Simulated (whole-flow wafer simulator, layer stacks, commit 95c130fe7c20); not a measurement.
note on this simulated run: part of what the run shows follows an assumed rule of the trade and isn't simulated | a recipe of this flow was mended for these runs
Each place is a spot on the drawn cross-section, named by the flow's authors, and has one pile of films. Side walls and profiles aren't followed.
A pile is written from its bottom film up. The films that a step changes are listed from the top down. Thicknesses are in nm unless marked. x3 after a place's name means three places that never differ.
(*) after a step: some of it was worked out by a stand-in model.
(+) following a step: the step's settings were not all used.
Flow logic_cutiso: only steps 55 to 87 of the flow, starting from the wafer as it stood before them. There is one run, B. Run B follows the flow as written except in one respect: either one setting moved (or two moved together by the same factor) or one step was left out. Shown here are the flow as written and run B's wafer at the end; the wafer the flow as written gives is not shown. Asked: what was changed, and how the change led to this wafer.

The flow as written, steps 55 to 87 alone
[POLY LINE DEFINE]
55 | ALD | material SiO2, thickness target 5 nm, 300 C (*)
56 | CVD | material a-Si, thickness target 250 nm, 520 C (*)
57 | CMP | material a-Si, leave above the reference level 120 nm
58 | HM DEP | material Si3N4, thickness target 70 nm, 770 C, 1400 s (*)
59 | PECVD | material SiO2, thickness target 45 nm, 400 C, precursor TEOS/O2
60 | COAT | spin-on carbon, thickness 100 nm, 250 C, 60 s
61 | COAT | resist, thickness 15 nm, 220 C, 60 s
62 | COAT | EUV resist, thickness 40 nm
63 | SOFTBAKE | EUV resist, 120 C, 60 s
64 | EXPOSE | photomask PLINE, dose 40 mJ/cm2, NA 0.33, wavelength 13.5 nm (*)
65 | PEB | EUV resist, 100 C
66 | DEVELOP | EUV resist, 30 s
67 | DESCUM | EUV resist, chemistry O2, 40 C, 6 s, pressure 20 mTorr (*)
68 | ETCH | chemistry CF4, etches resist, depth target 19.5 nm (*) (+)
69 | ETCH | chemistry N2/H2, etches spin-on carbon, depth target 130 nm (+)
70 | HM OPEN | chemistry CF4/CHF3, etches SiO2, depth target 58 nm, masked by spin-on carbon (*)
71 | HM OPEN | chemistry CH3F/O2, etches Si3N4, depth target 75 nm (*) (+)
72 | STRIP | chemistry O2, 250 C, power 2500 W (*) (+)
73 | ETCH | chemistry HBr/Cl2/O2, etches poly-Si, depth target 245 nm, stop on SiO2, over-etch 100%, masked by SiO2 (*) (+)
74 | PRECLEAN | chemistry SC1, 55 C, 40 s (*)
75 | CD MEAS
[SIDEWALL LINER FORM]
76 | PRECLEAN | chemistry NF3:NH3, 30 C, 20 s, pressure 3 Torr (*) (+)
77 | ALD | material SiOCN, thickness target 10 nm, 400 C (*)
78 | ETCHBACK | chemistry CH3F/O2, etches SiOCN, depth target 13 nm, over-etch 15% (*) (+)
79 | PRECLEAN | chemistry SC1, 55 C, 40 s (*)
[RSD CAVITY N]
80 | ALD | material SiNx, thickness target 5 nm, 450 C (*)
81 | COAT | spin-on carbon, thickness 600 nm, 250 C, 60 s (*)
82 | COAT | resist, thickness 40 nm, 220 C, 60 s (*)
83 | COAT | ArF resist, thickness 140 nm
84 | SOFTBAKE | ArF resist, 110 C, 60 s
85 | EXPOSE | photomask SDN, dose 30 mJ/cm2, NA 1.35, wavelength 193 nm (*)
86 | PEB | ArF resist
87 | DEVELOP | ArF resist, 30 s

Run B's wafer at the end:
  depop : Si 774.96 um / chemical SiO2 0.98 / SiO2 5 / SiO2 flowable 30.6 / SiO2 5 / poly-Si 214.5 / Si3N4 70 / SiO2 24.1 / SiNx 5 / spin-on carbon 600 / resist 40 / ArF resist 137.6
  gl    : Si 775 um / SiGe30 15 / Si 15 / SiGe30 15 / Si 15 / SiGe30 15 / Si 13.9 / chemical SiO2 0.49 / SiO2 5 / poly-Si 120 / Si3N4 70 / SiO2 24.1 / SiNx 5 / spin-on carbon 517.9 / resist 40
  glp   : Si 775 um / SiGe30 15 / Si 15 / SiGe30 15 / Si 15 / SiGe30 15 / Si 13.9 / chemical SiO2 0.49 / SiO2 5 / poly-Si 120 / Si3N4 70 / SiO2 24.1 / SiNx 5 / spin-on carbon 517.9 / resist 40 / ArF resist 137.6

Cause: step 73, ETCH: depth target 191.1 nm was run, while the flow as written has depth target 245 nm.

The path from the change to this, step by step:
  73 | ETCH | chemistry HBr/Cl2/O2, etches poly-Si, depth target 245 nm, stop on SiO2, over-etch 100%, masked by SiO2 (*) (+)
      depop, dpovl x3, gfld and 8 more: SiO2 loses 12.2 (as written it would have been: SiO2 loses 7.88)
      lnr, lnrp, lnrt, rsdn, rsdp, rsdw, rsdx: chemical SiO2 loses 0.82 (all of it), poly-Si loses 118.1 (all of it), SiO2 loses 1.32 (as written it would have been: chemical SiO2 loses 0.82 (all of it), poly-Si loses 118.1 (all of it), SiO2 loses 1.86)
      (also at 2 further places)
  76 | PRECLEAN | chemistry NF3:NH3, 30 C, 20 s, pressure 3 Torr (*) (+)
      lnr, lnrp, lnrt, rsdn, rsdp, rsdw, rsdx: SiO2 loses 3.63 (all of it), chemical SiO2 loses 0.49 (all of it) (as written it would have been: SiO2 loses 3.09 (all of it), chemical SiO2 loses 0.49 (all of it))
      iso, lnri: SiO2 loses 4.1 (all of it), SiO2 flowable loses 3.63 (as written it would have been: SiO2 loses 3.56 (all of it), SiO2 flowable loses 4.26)
